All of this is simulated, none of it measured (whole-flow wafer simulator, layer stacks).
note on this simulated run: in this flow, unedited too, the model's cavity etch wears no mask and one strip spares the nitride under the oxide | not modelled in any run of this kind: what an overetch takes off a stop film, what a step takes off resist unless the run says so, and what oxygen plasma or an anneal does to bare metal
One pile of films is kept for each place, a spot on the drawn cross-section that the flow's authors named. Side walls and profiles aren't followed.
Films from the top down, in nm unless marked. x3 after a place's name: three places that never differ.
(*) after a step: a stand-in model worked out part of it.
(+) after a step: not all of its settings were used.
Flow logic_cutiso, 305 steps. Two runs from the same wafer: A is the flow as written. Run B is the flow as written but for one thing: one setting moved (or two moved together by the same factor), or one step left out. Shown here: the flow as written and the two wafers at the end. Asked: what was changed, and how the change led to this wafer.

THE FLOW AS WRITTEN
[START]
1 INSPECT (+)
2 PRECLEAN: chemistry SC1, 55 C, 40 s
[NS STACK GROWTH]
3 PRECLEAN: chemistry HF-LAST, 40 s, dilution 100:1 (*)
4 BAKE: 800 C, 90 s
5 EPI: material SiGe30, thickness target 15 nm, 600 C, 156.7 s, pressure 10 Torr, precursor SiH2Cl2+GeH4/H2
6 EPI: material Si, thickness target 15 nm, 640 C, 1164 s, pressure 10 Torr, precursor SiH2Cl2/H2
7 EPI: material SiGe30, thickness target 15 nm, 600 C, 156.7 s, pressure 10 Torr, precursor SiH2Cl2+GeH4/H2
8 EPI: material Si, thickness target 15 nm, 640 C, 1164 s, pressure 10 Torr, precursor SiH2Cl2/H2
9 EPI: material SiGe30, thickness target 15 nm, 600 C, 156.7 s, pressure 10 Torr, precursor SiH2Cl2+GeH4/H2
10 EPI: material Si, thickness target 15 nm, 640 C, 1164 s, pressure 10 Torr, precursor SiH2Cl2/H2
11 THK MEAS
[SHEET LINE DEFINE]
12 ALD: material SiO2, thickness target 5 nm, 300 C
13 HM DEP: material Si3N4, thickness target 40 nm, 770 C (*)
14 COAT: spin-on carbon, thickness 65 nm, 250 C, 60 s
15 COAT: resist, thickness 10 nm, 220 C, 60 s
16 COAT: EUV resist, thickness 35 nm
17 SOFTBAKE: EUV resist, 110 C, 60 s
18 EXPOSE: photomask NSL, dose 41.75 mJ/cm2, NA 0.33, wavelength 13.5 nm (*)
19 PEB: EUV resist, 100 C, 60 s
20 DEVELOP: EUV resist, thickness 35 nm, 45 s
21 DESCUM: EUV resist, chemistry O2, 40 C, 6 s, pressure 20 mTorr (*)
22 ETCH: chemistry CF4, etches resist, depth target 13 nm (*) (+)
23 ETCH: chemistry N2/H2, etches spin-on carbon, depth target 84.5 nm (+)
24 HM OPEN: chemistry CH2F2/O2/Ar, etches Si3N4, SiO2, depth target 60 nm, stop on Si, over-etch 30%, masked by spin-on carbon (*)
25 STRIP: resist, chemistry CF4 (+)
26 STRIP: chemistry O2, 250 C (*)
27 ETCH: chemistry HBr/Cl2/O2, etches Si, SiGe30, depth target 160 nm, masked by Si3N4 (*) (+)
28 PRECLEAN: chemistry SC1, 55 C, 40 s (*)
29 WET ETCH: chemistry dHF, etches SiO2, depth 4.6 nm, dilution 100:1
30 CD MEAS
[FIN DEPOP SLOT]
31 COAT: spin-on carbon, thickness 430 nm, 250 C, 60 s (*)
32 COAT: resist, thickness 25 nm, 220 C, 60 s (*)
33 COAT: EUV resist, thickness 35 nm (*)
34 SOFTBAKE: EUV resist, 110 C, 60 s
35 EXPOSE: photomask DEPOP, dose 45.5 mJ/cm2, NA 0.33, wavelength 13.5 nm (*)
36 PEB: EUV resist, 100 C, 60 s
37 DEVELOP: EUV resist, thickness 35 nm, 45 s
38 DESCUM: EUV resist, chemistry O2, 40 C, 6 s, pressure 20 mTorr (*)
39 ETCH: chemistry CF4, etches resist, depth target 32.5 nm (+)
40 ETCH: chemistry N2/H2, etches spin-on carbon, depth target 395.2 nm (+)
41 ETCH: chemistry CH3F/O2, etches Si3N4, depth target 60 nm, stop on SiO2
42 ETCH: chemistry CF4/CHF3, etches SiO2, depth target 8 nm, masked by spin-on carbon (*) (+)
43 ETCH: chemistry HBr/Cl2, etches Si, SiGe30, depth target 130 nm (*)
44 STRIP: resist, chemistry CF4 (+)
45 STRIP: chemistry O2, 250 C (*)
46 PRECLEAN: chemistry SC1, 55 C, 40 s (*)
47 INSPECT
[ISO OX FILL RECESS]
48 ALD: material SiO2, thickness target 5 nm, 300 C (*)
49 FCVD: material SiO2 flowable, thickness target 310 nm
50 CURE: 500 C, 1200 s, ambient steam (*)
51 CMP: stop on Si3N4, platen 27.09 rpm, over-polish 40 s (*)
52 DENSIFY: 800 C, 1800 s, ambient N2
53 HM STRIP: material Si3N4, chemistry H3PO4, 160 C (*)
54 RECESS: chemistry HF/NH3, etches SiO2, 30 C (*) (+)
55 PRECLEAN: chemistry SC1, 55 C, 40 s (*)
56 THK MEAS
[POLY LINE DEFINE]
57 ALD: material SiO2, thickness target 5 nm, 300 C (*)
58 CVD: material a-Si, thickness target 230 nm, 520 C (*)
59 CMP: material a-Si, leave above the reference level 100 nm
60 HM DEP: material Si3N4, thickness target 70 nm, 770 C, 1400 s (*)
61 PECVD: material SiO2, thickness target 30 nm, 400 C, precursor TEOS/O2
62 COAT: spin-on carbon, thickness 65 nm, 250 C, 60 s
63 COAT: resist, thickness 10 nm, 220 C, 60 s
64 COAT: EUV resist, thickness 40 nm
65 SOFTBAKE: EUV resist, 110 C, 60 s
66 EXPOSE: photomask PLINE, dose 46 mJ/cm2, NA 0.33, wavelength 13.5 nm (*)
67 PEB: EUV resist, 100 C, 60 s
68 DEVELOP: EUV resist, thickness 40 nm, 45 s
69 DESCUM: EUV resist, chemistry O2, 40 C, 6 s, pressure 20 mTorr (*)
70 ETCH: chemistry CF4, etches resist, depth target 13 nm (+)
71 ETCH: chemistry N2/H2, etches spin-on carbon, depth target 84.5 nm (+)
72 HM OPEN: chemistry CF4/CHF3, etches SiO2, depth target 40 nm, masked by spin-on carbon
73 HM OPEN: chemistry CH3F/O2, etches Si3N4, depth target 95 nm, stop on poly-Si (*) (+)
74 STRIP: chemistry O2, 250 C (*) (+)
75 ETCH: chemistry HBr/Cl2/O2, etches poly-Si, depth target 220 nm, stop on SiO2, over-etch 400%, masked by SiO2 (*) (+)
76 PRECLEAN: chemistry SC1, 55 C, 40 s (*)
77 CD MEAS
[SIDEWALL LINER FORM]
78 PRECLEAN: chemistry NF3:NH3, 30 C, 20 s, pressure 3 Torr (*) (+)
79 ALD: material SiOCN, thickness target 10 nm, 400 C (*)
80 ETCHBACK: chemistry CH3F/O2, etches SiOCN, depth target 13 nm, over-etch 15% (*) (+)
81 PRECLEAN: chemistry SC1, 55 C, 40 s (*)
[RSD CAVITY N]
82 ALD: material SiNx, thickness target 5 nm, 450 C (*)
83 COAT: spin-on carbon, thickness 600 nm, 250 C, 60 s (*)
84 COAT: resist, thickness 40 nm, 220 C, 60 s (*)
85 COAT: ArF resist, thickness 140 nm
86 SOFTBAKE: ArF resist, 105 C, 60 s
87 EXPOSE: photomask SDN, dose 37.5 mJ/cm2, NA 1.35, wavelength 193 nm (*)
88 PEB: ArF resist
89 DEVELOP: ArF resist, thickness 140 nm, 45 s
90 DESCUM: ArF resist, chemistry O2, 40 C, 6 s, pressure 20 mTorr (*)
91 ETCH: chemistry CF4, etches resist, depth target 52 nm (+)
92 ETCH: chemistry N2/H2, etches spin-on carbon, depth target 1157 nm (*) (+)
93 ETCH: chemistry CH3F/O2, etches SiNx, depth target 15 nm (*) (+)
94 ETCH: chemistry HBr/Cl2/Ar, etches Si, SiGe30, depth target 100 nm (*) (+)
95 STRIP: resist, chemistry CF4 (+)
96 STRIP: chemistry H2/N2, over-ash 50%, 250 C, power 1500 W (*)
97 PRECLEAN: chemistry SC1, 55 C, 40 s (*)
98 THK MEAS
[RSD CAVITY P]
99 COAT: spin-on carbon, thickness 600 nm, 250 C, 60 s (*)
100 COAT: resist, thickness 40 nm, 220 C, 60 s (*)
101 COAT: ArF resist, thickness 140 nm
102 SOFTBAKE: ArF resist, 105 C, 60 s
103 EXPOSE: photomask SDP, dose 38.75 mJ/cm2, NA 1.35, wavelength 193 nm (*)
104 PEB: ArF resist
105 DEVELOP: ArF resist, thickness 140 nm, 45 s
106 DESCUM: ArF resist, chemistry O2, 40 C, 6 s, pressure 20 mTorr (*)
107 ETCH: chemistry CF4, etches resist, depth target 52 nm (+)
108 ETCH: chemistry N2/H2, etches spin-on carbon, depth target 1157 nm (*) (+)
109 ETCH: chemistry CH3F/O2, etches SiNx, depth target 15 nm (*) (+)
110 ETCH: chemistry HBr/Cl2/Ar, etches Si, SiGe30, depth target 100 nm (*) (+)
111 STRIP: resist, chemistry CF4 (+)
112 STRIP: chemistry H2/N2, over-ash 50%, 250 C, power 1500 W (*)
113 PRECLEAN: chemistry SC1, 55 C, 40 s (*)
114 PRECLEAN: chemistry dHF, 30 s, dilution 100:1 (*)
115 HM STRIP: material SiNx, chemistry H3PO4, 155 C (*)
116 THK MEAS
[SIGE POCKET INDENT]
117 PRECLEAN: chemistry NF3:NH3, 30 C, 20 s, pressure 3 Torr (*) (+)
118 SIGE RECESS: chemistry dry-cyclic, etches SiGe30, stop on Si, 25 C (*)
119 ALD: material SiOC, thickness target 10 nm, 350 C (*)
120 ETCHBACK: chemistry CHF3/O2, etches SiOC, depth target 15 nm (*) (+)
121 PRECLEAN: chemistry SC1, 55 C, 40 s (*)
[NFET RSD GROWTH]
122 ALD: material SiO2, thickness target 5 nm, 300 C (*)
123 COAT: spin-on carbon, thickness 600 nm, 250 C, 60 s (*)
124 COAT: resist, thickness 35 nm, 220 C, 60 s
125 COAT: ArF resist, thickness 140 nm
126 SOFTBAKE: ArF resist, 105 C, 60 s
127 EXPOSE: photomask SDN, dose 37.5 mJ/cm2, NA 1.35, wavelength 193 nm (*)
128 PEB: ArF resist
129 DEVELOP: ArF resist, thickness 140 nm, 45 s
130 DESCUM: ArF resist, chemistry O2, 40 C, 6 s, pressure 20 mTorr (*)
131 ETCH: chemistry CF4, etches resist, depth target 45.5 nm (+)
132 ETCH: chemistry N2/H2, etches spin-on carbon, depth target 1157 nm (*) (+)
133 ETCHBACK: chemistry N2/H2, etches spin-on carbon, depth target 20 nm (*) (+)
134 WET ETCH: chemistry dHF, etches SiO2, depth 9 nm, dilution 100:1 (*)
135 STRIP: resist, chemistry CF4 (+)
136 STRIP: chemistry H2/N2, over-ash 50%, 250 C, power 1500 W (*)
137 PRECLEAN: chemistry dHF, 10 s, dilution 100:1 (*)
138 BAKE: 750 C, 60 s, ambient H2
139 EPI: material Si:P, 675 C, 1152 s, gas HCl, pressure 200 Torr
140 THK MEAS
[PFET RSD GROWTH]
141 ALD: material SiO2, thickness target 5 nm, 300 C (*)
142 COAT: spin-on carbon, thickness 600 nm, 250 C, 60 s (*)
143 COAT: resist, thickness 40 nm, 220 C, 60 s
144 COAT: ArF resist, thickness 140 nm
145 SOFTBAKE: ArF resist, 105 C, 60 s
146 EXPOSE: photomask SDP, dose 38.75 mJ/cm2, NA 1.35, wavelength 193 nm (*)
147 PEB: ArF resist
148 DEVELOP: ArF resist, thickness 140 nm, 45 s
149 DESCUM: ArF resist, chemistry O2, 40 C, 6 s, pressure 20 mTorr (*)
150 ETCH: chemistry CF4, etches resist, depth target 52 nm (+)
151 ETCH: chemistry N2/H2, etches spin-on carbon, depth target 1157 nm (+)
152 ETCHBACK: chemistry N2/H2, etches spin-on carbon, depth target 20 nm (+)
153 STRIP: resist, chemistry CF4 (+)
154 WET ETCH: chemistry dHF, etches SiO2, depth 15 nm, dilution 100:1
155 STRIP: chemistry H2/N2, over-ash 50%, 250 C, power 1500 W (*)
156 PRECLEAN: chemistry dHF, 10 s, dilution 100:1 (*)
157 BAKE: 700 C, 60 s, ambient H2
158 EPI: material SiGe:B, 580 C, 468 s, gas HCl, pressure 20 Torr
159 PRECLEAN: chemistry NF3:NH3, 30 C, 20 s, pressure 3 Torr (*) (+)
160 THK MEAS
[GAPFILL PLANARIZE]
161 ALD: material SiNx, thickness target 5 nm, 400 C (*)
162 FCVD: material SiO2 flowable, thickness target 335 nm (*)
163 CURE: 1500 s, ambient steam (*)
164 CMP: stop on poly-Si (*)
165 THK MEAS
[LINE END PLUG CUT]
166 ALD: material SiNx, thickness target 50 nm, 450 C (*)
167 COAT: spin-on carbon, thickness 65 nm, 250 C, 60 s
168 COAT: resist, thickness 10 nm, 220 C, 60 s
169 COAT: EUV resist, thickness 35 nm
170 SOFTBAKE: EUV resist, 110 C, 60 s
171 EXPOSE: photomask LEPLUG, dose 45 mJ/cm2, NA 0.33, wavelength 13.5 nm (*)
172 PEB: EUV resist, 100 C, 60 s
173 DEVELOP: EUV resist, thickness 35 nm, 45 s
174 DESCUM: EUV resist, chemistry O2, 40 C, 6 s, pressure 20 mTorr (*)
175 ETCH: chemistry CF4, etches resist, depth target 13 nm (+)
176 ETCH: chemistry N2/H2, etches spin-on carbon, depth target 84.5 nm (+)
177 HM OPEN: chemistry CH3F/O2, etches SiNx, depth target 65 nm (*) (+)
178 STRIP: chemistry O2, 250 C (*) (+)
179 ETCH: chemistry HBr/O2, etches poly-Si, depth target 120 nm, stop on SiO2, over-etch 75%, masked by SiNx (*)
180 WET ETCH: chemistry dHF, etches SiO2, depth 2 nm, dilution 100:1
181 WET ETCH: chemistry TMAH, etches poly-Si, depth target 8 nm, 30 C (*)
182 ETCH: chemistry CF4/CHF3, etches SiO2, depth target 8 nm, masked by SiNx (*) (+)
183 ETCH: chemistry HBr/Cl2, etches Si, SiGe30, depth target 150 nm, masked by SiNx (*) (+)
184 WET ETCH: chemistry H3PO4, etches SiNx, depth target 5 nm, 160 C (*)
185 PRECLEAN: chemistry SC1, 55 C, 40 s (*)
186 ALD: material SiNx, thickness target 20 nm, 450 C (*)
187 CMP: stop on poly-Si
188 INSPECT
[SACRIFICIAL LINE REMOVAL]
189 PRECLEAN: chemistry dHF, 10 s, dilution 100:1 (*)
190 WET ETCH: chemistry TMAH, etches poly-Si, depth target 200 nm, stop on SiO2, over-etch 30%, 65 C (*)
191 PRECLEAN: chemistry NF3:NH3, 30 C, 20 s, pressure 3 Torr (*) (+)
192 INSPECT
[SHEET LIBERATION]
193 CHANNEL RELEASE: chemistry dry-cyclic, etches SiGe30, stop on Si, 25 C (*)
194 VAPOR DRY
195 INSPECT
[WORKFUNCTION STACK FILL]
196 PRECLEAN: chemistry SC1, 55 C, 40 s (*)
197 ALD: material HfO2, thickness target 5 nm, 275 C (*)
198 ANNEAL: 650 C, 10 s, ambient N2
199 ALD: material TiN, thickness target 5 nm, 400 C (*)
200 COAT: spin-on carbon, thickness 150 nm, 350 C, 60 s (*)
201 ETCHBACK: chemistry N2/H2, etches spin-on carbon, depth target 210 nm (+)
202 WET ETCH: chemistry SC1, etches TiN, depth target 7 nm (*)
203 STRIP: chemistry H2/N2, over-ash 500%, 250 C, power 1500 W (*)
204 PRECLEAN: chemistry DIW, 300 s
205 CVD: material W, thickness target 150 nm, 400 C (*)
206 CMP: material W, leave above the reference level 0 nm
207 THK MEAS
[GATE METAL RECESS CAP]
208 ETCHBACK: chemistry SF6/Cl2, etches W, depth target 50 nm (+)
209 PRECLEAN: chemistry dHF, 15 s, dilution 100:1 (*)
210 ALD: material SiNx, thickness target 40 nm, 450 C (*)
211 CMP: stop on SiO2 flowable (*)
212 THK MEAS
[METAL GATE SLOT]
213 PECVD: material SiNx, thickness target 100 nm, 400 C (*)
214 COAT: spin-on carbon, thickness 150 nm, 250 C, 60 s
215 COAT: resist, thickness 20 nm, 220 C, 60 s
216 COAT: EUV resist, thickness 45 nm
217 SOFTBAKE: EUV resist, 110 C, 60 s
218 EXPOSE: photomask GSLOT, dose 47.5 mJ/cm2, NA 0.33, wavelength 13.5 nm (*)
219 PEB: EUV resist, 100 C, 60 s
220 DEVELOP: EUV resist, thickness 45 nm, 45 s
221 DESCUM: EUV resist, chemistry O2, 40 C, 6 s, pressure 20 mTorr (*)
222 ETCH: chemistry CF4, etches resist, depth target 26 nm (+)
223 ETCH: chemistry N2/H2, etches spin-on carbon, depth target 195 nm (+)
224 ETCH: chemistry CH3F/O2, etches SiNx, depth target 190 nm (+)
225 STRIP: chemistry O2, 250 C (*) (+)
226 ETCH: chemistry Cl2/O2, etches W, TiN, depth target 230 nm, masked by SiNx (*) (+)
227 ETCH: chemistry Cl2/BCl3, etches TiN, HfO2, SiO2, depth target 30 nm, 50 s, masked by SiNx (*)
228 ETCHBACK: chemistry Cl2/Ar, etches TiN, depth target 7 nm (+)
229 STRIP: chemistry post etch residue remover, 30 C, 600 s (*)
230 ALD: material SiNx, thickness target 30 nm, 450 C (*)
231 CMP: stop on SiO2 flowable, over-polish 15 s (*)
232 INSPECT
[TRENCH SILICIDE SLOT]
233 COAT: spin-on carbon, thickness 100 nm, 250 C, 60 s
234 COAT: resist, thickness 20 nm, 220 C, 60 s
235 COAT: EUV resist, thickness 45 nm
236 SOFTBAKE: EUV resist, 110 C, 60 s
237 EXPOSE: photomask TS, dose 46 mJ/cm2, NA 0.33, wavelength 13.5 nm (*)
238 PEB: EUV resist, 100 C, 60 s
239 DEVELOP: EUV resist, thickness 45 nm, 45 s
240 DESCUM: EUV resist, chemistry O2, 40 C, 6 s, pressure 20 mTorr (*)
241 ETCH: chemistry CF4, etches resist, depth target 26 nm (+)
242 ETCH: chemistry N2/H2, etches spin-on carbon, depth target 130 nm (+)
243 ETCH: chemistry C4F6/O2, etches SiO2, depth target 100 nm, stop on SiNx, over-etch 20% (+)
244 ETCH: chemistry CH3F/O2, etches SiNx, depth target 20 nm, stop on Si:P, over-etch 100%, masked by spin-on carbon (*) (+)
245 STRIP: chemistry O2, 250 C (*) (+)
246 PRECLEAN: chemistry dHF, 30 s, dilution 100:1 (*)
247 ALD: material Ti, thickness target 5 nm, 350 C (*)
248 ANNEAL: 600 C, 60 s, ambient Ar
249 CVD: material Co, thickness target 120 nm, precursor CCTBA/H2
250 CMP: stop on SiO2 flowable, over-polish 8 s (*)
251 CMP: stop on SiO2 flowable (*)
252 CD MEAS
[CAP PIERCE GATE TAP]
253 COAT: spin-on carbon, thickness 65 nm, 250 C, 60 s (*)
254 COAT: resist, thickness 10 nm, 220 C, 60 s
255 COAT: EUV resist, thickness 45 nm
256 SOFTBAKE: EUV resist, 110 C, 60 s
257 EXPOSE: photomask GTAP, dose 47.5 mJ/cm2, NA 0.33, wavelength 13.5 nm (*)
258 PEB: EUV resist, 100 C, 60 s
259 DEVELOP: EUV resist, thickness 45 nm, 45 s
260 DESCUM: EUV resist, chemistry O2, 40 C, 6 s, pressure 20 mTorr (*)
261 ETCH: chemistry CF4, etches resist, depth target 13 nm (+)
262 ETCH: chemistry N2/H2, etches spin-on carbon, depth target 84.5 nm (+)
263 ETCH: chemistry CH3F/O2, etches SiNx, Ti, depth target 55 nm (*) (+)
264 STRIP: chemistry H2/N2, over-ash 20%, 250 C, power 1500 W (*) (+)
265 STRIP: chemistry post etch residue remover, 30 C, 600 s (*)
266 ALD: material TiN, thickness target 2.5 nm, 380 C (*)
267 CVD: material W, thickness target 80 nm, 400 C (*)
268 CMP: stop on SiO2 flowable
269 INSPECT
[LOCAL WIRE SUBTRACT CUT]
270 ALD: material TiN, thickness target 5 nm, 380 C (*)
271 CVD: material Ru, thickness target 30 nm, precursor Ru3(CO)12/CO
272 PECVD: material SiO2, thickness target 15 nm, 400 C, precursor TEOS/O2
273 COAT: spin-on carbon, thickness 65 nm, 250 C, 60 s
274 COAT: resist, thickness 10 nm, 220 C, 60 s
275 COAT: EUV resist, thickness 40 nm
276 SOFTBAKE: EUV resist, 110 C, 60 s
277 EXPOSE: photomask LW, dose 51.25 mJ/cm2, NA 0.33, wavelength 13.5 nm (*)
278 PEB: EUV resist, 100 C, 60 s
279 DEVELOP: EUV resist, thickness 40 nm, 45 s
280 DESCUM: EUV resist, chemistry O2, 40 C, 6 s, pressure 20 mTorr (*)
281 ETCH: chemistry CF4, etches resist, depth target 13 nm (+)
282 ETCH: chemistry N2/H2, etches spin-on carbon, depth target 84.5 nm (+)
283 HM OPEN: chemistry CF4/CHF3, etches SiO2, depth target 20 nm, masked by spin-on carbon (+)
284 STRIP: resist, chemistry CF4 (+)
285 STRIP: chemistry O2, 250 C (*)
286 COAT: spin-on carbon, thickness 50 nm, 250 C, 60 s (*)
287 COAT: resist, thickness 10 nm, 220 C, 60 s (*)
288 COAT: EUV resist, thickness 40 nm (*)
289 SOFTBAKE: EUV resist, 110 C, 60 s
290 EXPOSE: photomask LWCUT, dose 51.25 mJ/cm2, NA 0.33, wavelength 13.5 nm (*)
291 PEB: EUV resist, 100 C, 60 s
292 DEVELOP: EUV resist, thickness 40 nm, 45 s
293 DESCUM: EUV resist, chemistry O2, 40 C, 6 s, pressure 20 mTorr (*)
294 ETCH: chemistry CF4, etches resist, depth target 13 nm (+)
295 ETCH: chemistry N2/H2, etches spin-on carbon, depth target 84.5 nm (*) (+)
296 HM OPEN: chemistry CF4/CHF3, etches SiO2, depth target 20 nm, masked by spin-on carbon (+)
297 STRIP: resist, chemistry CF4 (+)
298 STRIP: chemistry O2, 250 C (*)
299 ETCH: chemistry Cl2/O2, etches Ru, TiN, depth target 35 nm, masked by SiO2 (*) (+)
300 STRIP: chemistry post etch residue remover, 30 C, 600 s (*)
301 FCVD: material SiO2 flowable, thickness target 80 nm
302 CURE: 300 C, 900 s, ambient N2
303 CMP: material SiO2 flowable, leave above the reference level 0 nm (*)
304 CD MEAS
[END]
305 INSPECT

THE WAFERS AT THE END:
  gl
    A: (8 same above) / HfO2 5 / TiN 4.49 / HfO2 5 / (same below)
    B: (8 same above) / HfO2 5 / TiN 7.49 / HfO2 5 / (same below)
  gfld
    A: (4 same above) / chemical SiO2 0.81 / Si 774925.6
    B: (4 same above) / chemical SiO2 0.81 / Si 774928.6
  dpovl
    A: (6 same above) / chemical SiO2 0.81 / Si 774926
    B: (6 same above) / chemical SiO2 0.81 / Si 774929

The cause: step 9, EPI: thickness target 18 nm was run, where the flow has thickness target 15 nm; step 9, EPI: 188 s was run, where the flow has 156.7 s.

How the change led to this, step by step:
  9 EPI: material SiGe30, thickness target 15 nm, 600 C, 156.7 s, pressure 10 Torr, precursor SiH2Cl2+GeH4/H2
      depop, dpovl, gfld and 19 more: A SiGe30 +15 (new film) | B SiGe30 +18 (new film)
  27 ETCH: chemistry HBr/Cl2/O2, etches Si, SiGe30, depth target 160 nm, masked by Si3N4 (*) (+)
      gfld, gxf, iso, lnri: A chemical SiO2 -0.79 (all of it), Si -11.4 (all of it), SiGe30 -15 (all of it), Si -15 (all of it), SiGe30 -15 (all of it), Si -15 (all of it), SiGe30 -15 (all of it), Si -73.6 | B chemical SiO2 -0.79 (all of it), Si -11.4 (all of it), SiGe30 -18 (all of it), Si -15 (all of it), SiGe30 -15 (all of it), Si -15 (all of it), SiGe30 -15 (all of it), Si -70.6
      dpovl, nsgap: A chemical SiO2 -0.79 (all of it), Si -11.8 (all of it), SiGe30 -15 (all of it), Si -15 (all of it), SiGe30 -15 (all of it), Si -15 (all of it), SiGe30 -15 (all of it), Si -73.2 | B chemical SiO2 -0.79 (all of it), Si -11.8 (all of it), SiGe30 -18 (all of it), Si -15 (all of it), SiGe30 -15 (all of it), Si -15 (all of it), SiGe30 -15 (all of it), Si -70.2
      (and at 1 more place)
  43 ETCH: chemistry HBr/Cl2, etches Si, SiGe30, depth target 130 nm (*)
      depop: A Si -14 (all of it), SiGe30 -15 (all of it), Si -15 (all of it), SiGe30 -15 (all of it), Si -15 (all of it), SiGe30 -15 (all of it), Si -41 | B Si -14 (all of it), SiGe30 -18 (all of it), Si -15 (all of it), SiGe30 -15 (all of it), Si -15 (all of it), SiGe30 -15 (all of it), Si -38
  94 ETCH: chemistry HBr/Cl2/Ar, etches Si, SiGe30, depth target 100 nm (*) (+)
      rsdn, rsdx: A chemical SiO2 -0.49 (all of it), Si -12.8 (all of it), SiGe30 -15 (all of it), Si -15 (all of it), SiGe30 -15 (all of it), Si -15 (all of it), SiGe30 -15 (all of it), Si -12.2 | B chemical SiO2 -0.49 (all of it), Si -12.8 (all of it), SiGe30 -18 (all of it), Si -15 (all of it), SiGe30 -15 (all of it), Si -15 (all of it), SiGe30 -15 (all of it), Si -9.16
  110 ETCH: chemistry HBr/Cl2/Ar, etches Si, SiGe30, depth target 100 nm (*) (+)
      rsdp, rsdw: A chemical SiO2 -0.49 (all of it), Si -12.8 (all of it), SiGe30 -15 (all of it), Si -15 (all of it), SiGe30 -15 (all of it), Si -15 (all of it), SiGe30 -15 (all of it), Si -12.2 | B chemical SiO2 -0.49 (all of it), Si -12.8 (all of it), SiGe30 -18 (all of it), Si -15 (all of it), SiGe30 -15 (all of it), Si -15 (all of it), SiGe30 -15 (all of it), Si -9.16
  118 SIGE RECESS: chemistry dry-cyclic, etches SiGe30, stop on Si, 25 C (*)
      lnr, lnrp, lnrt: A SiOCN -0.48, Si -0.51, cavity +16 (new film), SiGe30 -15 (all of it), Si -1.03, cavity +16 (new film), SiGe30 -15 (all of it), Si -1.03, cavity +16 (new film), SiGe30 -15 (all of it), Si -0.51 | B SiOCN -0.48, Si -0.51, cavity +19 (new film), SiGe30 -18 (all of it), Si -1.03, cavity +16 (new film), SiGe30 -15 (all of it), Si -1.03, cavity +16 (new film), SiGe30 -15 (all of it), Si -0.51
  119 ALD: material SiOC, thickness target 10 nm, 350 C (*)
      lnr, lnrp, lnrt: A SiOC +10 (new film), SiOC +16 (new film), cavity -16 (all of it), SiOC +16 (new film), cavity -16 (all of it), SiOC +16 (new film), cavity -16 (all of it) | B SiOC +10 (new film), SiOC +19 (new film), cavity -19 (all of it), SiOC +16 (new film), cavity -16 (all of it), SiOC +16 (new film), cavity -16 (all of it)
  183 ETCH: chemistry HBr/Cl2, etches Si, SiGe30, depth target 150 nm, masked by SiNx (*) (+)
      plug: A Si -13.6 (all of it), SiGe30 -15 (all of it), Si -15 (all of it), SiGe30 -15 (all of it), Si -15 (all of it), SiGe30 -15 (all of it), Si -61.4 | B Si -13.6 (all of it), SiGe30 -18 (all of it), Si -15 (all of it), SiGe30 -15 (all of it), Si -15 (all of it), SiGe30 -15 (all of it), Si -58.4
  193 CHANNEL RELEASE: chemistry dry-cyclic, etches SiGe30, stop on Si, 25 C (*)
      gl, glp, gxn, gxp, ns, tap: A chemical SiO2 +0.8 (new film), Si -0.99, chemical SiO2 +0.8 (new film), cavity +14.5 (new film), chemical SiO2 +0.8 (new film), SiGe30 -15 (all of it), Si -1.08, chemical SiO2 +0.8 (new film), cavity +14.5 (new film), chemical SiO2 +0.8 (new film), SiGe30 -15 (all of it), Si -1.08, chemical SiO2 +0.8 (new film), cavity +14.5 (new film), chemical SiO2 +0.8 (new film), SiGe30 -15 (all of it), Si -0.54 | B chemical SiO2 +0.8 (new film), Si -0.99, chemical SiO2 +0.8 (new film), cavity +17.5 (new film), chemical SiO2 +0.8 (new film), SiGe30 -18 (all of it), Si -1.08, chemical SiO2 +0.8 (new film), cavity +14.5 (new film), chemical SiO2 +0.8 (new film), SiGe30 -15 (all of it), Si -1.08, chemical SiO2 +0.8 (new film), cavity +14.5 (new film), chemical SiO2 +0.8 (new film), SiGe30 -15 (all of it), Si -0.54
  199 ALD: material TiN, thickness target 5 nm, 400 C (*)
      gl, glp, tap: A TiN +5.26 (new film), TiN +4.49 (new film), cavity -4.49 (all of it), TiN +4.49 (new film), cavity -4.49 (all of it), TiN +4.49 (new film), cavity -4.49 (all of it) | B TiN +5.26 (new film), TiN +7.49 (new film), cavity -7.49 (all of it), TiN +4.49 (new film), cavity -4.49 (all of it), TiN +4.49 (new film), cavity -4.49 (all of it)
      gxn, gxp, ns: A TiN +5 (new film), TiN +4.49 (new film), cavity -4.49 (all of it), TiN +4.49 (new film), cavity -4.49 (all of it), TiN +4.49 (new film), cavity -4.49 (all of it) | B TiN +5 (new film), TiN +7.49 (new film), cavity -7.49 (all of it), TiN +4.49 (new film), cavity -4.49 (all of it), TiN +4.49 (new film), cavity -4.49 (all of it)
